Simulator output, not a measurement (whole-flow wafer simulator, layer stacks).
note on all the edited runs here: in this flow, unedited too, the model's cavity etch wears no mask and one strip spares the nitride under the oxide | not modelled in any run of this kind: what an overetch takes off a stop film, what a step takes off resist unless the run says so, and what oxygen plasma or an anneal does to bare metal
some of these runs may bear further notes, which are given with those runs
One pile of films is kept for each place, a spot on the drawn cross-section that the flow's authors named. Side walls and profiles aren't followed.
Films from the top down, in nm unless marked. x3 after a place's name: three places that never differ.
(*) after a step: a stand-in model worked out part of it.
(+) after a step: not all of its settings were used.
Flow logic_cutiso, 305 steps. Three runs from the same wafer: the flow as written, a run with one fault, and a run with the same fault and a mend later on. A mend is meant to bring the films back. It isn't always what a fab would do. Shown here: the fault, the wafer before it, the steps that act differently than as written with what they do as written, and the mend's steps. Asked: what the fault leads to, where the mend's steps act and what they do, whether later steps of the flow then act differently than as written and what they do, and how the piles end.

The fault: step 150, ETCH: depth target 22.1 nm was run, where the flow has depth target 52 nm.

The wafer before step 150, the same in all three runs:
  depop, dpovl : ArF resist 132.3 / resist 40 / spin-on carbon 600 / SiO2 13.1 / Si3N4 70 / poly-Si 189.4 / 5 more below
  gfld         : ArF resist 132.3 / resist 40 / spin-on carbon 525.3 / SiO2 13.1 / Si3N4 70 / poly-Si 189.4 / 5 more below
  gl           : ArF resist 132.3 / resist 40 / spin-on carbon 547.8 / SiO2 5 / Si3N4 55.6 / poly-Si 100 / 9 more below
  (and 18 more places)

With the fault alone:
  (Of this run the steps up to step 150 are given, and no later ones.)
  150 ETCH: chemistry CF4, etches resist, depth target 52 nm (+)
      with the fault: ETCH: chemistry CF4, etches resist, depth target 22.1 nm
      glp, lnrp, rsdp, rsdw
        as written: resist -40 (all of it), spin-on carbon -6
        with the fault: resist -22.1
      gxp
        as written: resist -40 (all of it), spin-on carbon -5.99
        with the fault: resist -22.1
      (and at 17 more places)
  After step 150 the piles differ from the flow's by more than 2% or 0.5 nm, whichever is larger, at depop, dpovl, gfld and 19 more.
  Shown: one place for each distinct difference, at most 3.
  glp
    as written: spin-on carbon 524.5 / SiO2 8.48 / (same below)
    with the fault: resist 17.9 / spin-on carbon 530.5 / SiO2 8.48 / (same below)
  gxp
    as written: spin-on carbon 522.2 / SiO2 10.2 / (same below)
    with the fault: resist 17.9 / spin-on carbon 528.2 / SiO2 10.2 / (same below)
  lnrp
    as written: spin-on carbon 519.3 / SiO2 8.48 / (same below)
    with the fault: resist 17.9 / spin-on carbon 525.3 / SiO2 8.48 / (same below)

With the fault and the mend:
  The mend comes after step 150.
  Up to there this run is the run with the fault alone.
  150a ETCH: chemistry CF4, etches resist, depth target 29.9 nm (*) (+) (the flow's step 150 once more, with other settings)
      depop, dpovl, gfld and 14 more
        ArF resist -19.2
      glp, lnrp, rsdp
        resist -17.9 (all of it), spin-on carbon -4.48
      gxp, rsdw
        resist -17.9 (all of it), spin-on carbon -4.47
  Later steps of the flow that act differently than as written (1 more step differs only slightly, by at most 2% or 0.5 nm, whichever is larger, and isn't shown):
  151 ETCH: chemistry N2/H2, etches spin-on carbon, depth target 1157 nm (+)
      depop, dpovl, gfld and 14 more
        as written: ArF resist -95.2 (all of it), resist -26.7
        with the mend: ArF resist -97.4 (all of it), resist -26.7
  At the end the piles are the same as the flow's at every place that both follow.
